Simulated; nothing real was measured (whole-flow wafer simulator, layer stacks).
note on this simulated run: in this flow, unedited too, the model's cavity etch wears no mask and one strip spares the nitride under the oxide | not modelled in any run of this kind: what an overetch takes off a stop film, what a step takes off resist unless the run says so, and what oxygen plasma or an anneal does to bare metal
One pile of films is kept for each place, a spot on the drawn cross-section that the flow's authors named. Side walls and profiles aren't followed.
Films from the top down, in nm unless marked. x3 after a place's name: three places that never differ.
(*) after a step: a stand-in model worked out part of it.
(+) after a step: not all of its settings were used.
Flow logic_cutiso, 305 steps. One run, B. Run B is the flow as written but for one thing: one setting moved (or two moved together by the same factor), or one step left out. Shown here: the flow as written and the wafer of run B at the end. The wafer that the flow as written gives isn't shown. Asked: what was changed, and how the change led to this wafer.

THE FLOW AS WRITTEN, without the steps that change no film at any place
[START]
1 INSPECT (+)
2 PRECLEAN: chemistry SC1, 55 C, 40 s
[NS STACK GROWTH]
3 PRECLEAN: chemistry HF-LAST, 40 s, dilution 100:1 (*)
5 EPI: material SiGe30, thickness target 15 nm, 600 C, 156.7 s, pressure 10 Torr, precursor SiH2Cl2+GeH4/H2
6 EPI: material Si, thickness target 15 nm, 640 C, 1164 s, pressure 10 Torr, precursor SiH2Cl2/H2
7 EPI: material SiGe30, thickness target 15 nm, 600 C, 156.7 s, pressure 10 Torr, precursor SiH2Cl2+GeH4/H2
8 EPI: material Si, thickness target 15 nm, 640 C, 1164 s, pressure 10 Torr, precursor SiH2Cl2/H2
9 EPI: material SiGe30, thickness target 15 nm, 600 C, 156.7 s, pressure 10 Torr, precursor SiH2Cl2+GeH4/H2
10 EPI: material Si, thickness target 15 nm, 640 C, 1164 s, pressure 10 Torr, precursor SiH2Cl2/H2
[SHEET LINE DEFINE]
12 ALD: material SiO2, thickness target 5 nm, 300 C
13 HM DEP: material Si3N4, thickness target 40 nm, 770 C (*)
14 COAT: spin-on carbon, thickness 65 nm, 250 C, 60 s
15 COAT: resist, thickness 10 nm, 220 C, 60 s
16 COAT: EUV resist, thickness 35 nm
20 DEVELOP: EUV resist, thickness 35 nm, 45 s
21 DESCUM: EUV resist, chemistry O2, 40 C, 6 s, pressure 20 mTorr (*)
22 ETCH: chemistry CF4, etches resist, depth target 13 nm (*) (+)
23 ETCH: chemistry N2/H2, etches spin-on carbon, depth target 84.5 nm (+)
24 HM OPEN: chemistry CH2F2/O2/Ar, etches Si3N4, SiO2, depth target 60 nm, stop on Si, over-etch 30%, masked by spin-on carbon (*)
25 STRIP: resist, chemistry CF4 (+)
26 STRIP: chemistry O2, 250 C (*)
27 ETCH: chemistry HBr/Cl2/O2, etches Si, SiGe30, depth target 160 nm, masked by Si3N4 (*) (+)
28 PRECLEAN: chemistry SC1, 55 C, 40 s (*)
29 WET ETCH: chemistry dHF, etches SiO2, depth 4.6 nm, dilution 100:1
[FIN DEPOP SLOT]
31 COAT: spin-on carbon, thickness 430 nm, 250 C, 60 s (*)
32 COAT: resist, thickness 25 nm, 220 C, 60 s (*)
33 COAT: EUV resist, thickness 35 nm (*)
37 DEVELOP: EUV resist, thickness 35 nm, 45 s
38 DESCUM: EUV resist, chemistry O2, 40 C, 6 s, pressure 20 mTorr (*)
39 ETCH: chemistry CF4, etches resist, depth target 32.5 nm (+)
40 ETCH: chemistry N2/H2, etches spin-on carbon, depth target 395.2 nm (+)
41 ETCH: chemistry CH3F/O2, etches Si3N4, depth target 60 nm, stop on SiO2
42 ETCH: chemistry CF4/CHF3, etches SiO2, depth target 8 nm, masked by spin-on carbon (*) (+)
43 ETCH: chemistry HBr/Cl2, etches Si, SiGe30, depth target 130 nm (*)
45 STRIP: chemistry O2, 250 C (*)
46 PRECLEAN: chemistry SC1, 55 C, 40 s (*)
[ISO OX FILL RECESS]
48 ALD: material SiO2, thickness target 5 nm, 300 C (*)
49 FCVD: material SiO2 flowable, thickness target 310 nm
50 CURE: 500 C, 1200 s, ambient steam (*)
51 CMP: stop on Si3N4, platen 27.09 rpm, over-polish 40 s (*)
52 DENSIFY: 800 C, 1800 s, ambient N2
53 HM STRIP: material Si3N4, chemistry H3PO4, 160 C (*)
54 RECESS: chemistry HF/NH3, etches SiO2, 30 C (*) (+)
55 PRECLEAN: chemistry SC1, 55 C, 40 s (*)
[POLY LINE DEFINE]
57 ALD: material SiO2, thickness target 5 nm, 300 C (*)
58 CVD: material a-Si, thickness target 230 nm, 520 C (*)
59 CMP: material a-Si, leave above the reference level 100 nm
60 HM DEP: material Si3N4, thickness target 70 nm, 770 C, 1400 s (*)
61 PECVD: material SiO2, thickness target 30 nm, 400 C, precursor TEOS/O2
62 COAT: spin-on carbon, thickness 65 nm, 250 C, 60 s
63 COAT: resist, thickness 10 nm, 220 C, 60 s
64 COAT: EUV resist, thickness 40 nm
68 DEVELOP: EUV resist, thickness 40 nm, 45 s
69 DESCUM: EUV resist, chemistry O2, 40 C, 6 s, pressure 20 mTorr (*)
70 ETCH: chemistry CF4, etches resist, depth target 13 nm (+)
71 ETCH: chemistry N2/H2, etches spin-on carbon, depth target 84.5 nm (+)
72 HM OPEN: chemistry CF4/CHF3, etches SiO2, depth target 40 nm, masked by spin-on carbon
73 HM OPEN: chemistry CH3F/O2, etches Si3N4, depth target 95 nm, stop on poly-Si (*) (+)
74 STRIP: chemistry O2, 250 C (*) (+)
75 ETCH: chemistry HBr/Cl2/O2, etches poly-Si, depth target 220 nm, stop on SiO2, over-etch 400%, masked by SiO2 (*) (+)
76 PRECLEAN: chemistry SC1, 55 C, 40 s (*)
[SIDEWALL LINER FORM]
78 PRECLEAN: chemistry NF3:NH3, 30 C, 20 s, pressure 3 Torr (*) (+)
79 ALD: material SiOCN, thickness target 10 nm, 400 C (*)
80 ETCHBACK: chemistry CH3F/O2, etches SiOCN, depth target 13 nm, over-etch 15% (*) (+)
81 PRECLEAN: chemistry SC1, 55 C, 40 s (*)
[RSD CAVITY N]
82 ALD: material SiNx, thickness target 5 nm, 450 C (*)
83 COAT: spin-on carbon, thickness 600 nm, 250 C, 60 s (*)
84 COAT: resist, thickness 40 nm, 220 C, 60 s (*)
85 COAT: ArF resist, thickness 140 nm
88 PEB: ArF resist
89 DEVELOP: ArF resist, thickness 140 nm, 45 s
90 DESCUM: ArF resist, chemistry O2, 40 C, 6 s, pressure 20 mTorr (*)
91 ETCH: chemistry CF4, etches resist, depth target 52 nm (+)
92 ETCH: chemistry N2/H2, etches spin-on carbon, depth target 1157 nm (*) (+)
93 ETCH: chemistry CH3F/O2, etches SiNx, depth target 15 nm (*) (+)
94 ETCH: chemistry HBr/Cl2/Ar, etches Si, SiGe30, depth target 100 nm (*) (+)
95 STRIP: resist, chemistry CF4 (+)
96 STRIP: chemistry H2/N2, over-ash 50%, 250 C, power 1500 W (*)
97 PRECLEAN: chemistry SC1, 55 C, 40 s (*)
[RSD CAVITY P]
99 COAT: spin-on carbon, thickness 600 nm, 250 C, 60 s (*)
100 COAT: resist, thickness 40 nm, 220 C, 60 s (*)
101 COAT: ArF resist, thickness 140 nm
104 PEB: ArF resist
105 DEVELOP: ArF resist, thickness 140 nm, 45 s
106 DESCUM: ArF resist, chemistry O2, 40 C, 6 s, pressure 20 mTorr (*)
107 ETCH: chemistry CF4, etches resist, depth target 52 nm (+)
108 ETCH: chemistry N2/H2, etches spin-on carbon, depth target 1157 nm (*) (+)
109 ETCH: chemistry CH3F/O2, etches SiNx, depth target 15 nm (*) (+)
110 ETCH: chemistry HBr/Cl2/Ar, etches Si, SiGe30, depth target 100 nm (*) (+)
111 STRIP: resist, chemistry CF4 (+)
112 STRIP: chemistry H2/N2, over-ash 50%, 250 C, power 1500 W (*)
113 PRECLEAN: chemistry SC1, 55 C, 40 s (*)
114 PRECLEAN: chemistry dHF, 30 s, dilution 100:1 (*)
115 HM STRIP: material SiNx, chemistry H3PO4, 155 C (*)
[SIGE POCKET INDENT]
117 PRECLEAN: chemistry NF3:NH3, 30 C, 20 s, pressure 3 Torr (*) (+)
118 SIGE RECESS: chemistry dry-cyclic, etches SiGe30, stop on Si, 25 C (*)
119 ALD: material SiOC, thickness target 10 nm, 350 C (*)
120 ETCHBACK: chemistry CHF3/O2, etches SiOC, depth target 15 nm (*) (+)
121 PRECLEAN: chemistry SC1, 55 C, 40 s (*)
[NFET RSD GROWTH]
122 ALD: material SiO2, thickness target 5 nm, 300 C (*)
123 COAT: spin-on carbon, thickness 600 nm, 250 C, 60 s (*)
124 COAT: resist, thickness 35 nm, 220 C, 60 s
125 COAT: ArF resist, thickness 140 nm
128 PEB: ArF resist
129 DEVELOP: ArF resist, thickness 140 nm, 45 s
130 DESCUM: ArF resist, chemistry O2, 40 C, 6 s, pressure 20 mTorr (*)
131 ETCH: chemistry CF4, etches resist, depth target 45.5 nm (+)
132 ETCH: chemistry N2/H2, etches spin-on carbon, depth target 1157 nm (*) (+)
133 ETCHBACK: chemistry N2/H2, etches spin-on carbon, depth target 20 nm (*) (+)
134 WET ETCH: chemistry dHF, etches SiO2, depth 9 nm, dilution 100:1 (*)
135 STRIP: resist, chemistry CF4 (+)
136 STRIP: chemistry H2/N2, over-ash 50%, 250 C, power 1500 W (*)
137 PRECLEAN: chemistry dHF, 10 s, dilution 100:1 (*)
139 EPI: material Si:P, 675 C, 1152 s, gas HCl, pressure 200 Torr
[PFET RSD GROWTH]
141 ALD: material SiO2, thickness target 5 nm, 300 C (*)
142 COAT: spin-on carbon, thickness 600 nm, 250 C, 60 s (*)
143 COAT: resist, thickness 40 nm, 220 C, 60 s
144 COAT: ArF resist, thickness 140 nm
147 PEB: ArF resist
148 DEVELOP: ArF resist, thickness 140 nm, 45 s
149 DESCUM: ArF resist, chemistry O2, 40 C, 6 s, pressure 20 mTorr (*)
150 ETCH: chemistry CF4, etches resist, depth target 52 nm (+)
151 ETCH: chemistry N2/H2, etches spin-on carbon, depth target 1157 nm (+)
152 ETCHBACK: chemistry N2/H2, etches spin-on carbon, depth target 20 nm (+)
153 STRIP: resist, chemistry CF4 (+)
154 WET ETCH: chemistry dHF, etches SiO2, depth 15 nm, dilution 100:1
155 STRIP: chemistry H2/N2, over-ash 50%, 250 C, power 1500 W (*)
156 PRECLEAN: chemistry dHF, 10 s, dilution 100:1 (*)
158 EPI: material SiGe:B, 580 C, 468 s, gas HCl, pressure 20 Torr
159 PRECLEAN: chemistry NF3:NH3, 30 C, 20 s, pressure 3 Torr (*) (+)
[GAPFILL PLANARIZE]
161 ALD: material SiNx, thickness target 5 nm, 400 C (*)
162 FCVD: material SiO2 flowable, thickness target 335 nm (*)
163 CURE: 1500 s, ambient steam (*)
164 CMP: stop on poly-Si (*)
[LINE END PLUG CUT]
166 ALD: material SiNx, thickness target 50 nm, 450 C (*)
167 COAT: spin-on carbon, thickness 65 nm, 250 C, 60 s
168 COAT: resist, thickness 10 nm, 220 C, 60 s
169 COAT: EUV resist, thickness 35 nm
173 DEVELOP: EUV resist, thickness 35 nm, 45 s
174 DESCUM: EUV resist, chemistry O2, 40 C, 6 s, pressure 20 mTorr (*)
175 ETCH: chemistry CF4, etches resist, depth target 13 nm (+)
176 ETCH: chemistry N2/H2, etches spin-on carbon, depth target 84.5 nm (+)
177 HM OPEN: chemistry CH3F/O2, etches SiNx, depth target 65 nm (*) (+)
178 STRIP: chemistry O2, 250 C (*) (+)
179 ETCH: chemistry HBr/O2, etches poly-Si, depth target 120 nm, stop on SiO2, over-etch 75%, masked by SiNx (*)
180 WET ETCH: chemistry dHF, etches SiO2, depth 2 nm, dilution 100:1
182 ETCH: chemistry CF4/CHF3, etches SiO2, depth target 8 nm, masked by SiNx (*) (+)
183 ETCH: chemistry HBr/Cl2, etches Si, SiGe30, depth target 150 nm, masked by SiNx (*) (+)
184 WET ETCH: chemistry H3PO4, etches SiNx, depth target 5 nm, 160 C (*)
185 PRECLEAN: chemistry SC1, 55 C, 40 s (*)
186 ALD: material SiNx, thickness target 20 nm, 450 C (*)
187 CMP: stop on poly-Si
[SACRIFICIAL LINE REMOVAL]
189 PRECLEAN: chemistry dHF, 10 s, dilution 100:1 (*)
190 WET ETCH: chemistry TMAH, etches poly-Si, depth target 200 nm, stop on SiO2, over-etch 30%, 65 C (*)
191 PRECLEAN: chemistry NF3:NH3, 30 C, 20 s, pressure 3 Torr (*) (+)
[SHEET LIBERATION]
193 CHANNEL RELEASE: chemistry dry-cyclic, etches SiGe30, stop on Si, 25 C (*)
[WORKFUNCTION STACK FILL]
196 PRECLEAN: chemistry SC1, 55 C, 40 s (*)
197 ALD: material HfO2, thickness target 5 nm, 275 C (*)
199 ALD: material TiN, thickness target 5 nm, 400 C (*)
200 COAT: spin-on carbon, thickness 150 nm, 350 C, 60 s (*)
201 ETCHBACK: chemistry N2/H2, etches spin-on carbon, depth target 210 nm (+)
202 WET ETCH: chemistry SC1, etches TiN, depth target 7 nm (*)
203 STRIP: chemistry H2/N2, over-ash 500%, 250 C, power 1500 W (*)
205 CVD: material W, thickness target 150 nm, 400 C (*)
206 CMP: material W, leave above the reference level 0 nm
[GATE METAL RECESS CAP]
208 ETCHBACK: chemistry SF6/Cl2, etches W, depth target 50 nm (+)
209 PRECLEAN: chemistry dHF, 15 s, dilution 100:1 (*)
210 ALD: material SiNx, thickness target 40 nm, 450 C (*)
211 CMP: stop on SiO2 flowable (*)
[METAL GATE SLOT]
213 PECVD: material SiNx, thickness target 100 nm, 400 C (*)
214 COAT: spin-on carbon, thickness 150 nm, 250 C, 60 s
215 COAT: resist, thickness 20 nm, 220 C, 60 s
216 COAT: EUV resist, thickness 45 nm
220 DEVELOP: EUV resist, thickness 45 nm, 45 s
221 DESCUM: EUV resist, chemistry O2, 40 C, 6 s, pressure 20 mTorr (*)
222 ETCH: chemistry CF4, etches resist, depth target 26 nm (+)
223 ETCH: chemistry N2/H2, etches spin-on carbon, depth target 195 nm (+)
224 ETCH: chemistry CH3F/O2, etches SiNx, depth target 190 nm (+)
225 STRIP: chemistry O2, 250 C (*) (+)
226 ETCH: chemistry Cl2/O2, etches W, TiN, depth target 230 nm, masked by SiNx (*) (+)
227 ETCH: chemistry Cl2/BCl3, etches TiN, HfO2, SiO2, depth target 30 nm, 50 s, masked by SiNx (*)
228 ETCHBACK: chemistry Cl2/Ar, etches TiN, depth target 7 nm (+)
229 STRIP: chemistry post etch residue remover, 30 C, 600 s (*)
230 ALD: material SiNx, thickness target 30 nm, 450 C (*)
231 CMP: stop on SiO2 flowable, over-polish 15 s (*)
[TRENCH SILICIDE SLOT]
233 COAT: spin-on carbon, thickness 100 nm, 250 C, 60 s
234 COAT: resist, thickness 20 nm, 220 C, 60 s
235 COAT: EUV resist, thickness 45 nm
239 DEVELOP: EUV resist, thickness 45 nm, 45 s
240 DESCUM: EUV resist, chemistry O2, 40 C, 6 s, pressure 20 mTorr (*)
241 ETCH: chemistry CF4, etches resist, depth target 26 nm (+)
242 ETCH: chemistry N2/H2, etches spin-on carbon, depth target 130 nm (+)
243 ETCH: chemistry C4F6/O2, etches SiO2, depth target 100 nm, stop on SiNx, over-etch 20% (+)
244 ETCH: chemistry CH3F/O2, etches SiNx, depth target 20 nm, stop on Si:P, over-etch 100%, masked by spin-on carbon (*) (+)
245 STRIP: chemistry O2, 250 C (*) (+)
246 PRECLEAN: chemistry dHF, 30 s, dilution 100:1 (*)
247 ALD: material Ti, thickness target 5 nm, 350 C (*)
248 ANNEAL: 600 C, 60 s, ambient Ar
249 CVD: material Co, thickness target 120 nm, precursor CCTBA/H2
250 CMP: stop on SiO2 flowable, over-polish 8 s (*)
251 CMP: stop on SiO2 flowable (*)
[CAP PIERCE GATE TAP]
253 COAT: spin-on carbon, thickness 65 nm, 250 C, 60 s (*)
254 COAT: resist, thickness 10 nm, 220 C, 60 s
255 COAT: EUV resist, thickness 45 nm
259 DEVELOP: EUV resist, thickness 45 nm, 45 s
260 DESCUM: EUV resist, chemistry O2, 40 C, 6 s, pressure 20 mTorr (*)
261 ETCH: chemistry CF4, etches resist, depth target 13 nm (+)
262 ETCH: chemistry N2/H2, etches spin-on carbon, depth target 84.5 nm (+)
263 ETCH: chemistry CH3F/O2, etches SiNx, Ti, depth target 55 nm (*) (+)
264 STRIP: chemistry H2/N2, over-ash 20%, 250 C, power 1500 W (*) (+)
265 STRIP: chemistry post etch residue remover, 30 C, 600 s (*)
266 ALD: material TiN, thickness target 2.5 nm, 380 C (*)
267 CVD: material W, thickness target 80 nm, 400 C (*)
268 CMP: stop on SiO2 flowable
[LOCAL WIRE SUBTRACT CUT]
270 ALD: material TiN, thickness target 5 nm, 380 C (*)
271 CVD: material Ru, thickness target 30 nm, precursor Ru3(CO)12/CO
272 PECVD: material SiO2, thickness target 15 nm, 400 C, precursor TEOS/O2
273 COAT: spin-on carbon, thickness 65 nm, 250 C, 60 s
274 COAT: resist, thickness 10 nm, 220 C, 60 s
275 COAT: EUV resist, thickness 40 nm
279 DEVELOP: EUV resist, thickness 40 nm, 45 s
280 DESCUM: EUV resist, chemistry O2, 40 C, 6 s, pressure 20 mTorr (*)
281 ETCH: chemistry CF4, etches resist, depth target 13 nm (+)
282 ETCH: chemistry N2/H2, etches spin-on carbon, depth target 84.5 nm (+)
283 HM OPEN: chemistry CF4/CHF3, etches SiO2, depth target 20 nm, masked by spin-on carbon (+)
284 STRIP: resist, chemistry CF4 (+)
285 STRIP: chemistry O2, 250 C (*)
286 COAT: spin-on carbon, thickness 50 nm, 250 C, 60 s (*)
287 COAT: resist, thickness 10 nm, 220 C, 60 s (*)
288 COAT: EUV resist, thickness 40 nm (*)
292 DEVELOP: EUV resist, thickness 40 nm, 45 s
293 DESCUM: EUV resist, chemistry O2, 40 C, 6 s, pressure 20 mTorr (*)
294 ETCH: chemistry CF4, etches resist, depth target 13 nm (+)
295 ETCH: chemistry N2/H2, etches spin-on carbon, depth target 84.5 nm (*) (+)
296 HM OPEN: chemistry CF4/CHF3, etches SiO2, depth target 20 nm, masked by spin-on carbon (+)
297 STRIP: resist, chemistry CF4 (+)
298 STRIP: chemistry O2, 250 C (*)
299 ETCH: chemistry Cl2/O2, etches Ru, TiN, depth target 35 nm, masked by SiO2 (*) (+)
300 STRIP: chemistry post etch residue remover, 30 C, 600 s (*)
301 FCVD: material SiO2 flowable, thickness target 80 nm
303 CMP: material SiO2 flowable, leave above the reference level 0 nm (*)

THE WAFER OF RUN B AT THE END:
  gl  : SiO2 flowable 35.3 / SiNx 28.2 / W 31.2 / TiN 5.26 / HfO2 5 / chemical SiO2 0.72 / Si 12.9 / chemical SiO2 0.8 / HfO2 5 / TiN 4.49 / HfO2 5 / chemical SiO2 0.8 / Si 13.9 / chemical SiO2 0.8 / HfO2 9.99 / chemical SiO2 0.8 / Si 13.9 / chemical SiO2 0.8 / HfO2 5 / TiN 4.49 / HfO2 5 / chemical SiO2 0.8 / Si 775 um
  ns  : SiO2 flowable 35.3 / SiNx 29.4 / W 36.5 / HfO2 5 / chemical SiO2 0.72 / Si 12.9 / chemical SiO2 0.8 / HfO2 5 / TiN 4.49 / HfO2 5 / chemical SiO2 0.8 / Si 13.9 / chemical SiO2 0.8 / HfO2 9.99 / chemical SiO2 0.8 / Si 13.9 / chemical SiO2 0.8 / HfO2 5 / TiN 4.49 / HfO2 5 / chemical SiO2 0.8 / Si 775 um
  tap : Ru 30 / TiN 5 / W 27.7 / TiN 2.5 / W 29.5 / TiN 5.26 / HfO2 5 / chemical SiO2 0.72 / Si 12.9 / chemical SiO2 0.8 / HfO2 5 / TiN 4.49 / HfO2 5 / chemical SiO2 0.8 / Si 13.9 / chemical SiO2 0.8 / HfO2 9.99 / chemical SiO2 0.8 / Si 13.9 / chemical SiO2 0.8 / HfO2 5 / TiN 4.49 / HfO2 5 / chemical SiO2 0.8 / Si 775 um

The cause: step 7, EPI: thickness target 10.5 nm was run, where the flow has thickness target 15 nm; step 7, EPI: 109.7 s was run, where the flow has 156.7 s.

How the change led to this, step by step:
  7 EPI: material SiGe30, thickness target 15 nm, 600 C, 156.7 s, pressure 10 Torr, precursor SiH2Cl2+GeH4/H2
      depop, dpovl, gfld and 19 more: SiGe30 +10.5 (new film) (as written it would be: SiGe30 +15 (new film))
  27 ETCH: chemistry HBr/Cl2/O2, etches Si, SiGe30, depth target 160 nm, masked by Si3N4 (*) (+)
      gfld, gxf, iso, lnri: chemical SiO2 -0.79 (all of it), Si -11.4 (all of it), SiGe30 -15 (all of it), Si -15 (all of it), SiGe30 -10.5 (all of it), Si -15 (all of it), SiGe30 -15 (all of it), Si -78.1 (as written it would be: chemical SiO2 -0.79 (all of it), Si -11.4 (all of it), SiGe30 -15 (all of it), Si -15 (all of it), SiGe30 -15 (all of it), Si -15 (all of it), SiGe30 -15 (all of it), Si -73.6)
      dpovl, nsgap: chemical SiO2 -0.79 (all of it), Si -11.8 (all of it), SiGe30 -15 (all of it), Si -15 (all of it), SiGe30 -10.5 (all of it), Si -15 (all of it), SiGe30 -15 (all of it), Si -77.7 (as written it would be: chemical SiO2 -0.79 (all of it), Si -11.8 (all of it), SiGe30 -15 (all of it), Si -15 (all of it), SiGe30 -15 (all of it), Si -15 (all of it), SiGe30 -15 (all of it), Si -73.2)
      (and at 1 more place)
  43 ETCH: chemistry HBr/Cl2, etches Si, SiGe30, depth target 130 nm (*)
      depop: Si -14 (all of it), SiGe30 -15 (all of it), Si -15 (all of it), SiGe30 -10.5 (all of it), Si -15 (all of it), SiGe30 -15 (all of it), Si -45.5 (as written it would be: Si -14 (all of it), SiGe30 -15 (all of it), Si -15 (all of it), SiGe30 -15 (all of it), Si -15 (all of it), SiGe30 -15 (all of it), Si -41)
  94 ETCH: chemistry HBr/Cl2/Ar, etches Si, SiGe30, depth target 100 nm (*) (+)
      rsdn, rsdx: chemical SiO2 -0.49 (all of it), Si -12.8 (all of it), SiGe30 -15 (all of it), Si -15 (all of it), SiGe30 -10.5 (all of it), Si -15 (all of it), SiGe30 -15 (all of it), Si -16.7 (as written it would be: chemical SiO2 -0.49 (all of it), Si -12.8 (all of it), SiGe30 -15 (all of it), Si -15 (all of it), SiGe30 -15 (all of it), Si -15 (all of it), SiGe30 -15 (all of it), Si -12.2)
  110 ETCH: chemistry HBr/Cl2/Ar, etches Si, SiGe30, depth target 100 nm (*) (+)
      rsdp, rsdw: chemical SiO2 -0.49 (all of it), Si -12.8 (all of it), SiGe30 -15 (all of it), Si -15 (all of it), SiGe30 -10.5 (all of it), Si -15 (all of it), SiGe30 -15 (all of it), Si -16.7 (as written it would be: chemical SiO2 -0.49 (all of it), Si -12.8 (all of it), SiGe30 -15 (all of it), Si -15 (all of it), SiGe30 -15 (all of it), Si -15 (all of it), SiGe30 -15 (all of it), Si -12.2)
  118 SIGE RECESS: chemistry dry-cyclic, etches SiGe30, stop on Si, 25 C (*)
      lnr, lnrp, lnrt: SiOCN -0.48, Si -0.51, cavity +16 (new film), SiGe30 -15 (all of it), Si -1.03, cavity +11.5 (new film), SiGe30 -10.5 (all of it), Si -1.03, cavity +16 (new film), SiGe30 -15 (all of it), Si -0.51 (as written it would be: SiOCN -0.48, Si -0.51, cavity +16 (new film), SiGe30 -15 (all of it), Si -1.03, cavity +16 (new film), SiGe30 -15 (all of it), Si -1.03, cavity +16 (new film), SiGe30 -15 (all of it), Si -0.51)
  119 ALD: material SiOC, thickness target 10 nm, 350 C (*)
      lnr, lnrp, lnrt: SiOC +10 (new film), SiOC +16 (new film), cavity -16 (all of it), SiOC +11.5 (new film), cavity -11.5 (all of it), SiOC +16 (new film), cavity -16 (all of it) (as written it would be: SiOC +10 (new film), SiOC +16 (new film), cavity -16 (all of it), SiOC +16 (new film), cavity -16 (all of it), SiOC +16 (new film), cavity -16 (all of it))
  183 ETCH: chemistry HBr/Cl2, etches Si, SiGe30, depth target 150 nm, masked by SiNx (*) (+)
      plug: Si -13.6 (all of it), SiGe30 -15 (all of it), Si -15 (all of it), SiGe30 -10.5 (all of it), Si -15 (all of it), SiGe30 -15 (all of it), Si -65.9 (as written it would be: Si -13.6 (all of it), SiGe30 -15 (all of it), Si -15 (all of it), SiGe30 -15 (all of it), Si -15 (all of it), SiGe30 -15 (all of it), Si -61.4)
  193 CHANNEL RELEASE: chemistry dry-cyclic, etches SiGe30, stop on Si, 25 C (*)
      gl, glp, gxn, gxp, ns, tap: chemical SiO2 +0.8 (new film), Si -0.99, chemical SiO2 +0.8 (new film), cavity +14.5 (new film), chemical SiO2 +0.8 (new film), SiGe30 -15 (all of it), Si -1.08, chemical SiO2 +0.8 (new film), cavity +9.99 (new film), chemical SiO2 +0.8 (new film), SiGe30 -10.5 (all of it), Si -1.08, chemical SiO2 +0.8 (new film), cavity +14.5 (new film), chemical SiO2 +0.8 (new film), SiGe30 -15 (all of it), Si -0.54 (as written it would be: chemical SiO2 +0.8 (new film), Si -0.99, chemical SiO2 +0.8 (new film), cavity +14.5 (new film), chemical SiO2 +0.8 (new film), SiGe30 -15 (all of it), Si -1.08, chemical SiO2 +0.8 (new film), cavity +14.5 (new film), chemical SiO2 +0.8 (new film), SiGe30 -15 (all of it), Si -1.08, chemical SiO2 +0.8 (new film), cavity +14.5 (new film), chemical SiO2 +0.8 (new film), SiGe30 -15 (all of it), Si -0.54)
  197 ALD: material HfO2, thickness target 5 nm, 275 C (*)
      gl, glp, gxn, gxp, ns, tap: HfO2 +5 (new film), HfO2 +5 (new film), cavity -10, HfO2 +5 (new film), HfO2 +9.99 (new film), cavity -9.99 (all of it), HfO2 +5 (new film), cavity -10, HfO2 +5 (new film) (as written it would be: HfO2 +5 (new film), HfO2 +5 (new film), cavity -10, HfO2 +5 (new film), HfO2 +5 (new film), cavity -10, HfO2 +5 (new film), HfO2 +5 (new film), cavity -10, HfO2 +5 (new film))
  199 ALD: material TiN, thickness target 5 nm, 400 C (*)
      gl, glp, tap: TiN +5.26 (new film), TiN +4.49 (new film), cavity -4.49 (all of it), TiN +4.49 (new film), cavity -4.49 (all of it) (as written it would be: TiN +5.26 (new film), TiN +4.49 (new film), cavity -4.49 (all of it), TiN +4.49 (new film), cavity -4.49 (all of it), TiN +4.49 (new film), cavity -4.49 (all of it))
      gxn, gxp, ns: TiN +5 (new film), TiN +4.49 (new film), cavity -4.49 (all of it), TiN +4.49 (new film), cavity -4.49 (all of it) (as written it would be: TiN +5 (new film), TiN +4.49 (new film), cavity -4.49 (all of it), TiN +4.49 (new film), cavity -4.49 (all of it), TiN +4.49 (new film), cavity -4.49 (all of it))
Counting metal films that touch as one body, gl has 3 bodies (between them, from the top down: HfO2 5 / chemical SiO2 0.72 / Si 12.9 / chemical SiO2 0.8 / HfO2 5; HfO2 5 / chemical SiO2 0.8 / Si 13.9 / chemical SiO2 0.8 / HfO2 9.99 / chemical SiO2 0.8 / Si 13.9 / chemical SiO2 0.8 / HfO2 5); the flow as written gives 4 bodies (between them, from the top down: HfO2 5 / chemical SiO2 0.72 / Si 12.9 / chemical SiO2 0.8 / HfO2 5; HfO2 5 / chemical SiO2 0.8 / Si 13.9 / chemical SiO2 0.8 / HfO2 5; HfO2 5 / chemical SiO2 0.8 / Si 13.9 / chemical SiO2 0.8 / HfO2 5).
Counting metal films that touch as one body, ns has 3 bodies (between them, from the top down: HfO2 5 / chemical SiO2 0.72 / Si 12.9 / chemical SiO2 0.8 / HfO2 5; HfO2 5 / chemical SiO2 0.8 / Si 13.9 / chemical SiO2 0.8 / HfO2 9.99 / chemical SiO2 0.8 / Si 13.9 / chemical SiO2 0.8 / HfO2 5); the flow as written gives 4 bodies (between them, from the top down: HfO2 5 / chemical SiO2 0.72 / Si 12.9 / chemical SiO2 0.8 / HfO2 5; HfO2 5 / chemical SiO2 0.8 / Si 13.9 / chemical SiO2 0.8 / HfO2 5; HfO2 5 / chemical SiO2 0.8 / Si 13.9 / chemical SiO2 0.8 / HfO2 5).
Counting metal films that touch as one body, tap has 3 bodies (between them, from the top down: HfO2 5 / chemical SiO2 0.72 / Si 12.9 / chemical SiO2 0.8 / HfO2 5; HfO2 5 / chemical SiO2 0.8 / Si 13.9 / chemical SiO2 0.8 / HfO2 9.99 / chemical SiO2 0.8 / Si 13.9 / chemical SiO2 0.8 / HfO2 5); the flow as written gives 4 bodies (between them, from the top down: HfO2 5 / chemical SiO2 0.72 / Si 12.9 / chemical SiO2 0.8 / HfO2 5; HfO2 5 / chemical SiO2 0.8 / Si 13.9 / chemical SiO2 0.8 / HfO2 5; HfO2 5 / chemical SiO2 0.8 / Si 13.9 / chemical SiO2 0.8 / HfO2 5).
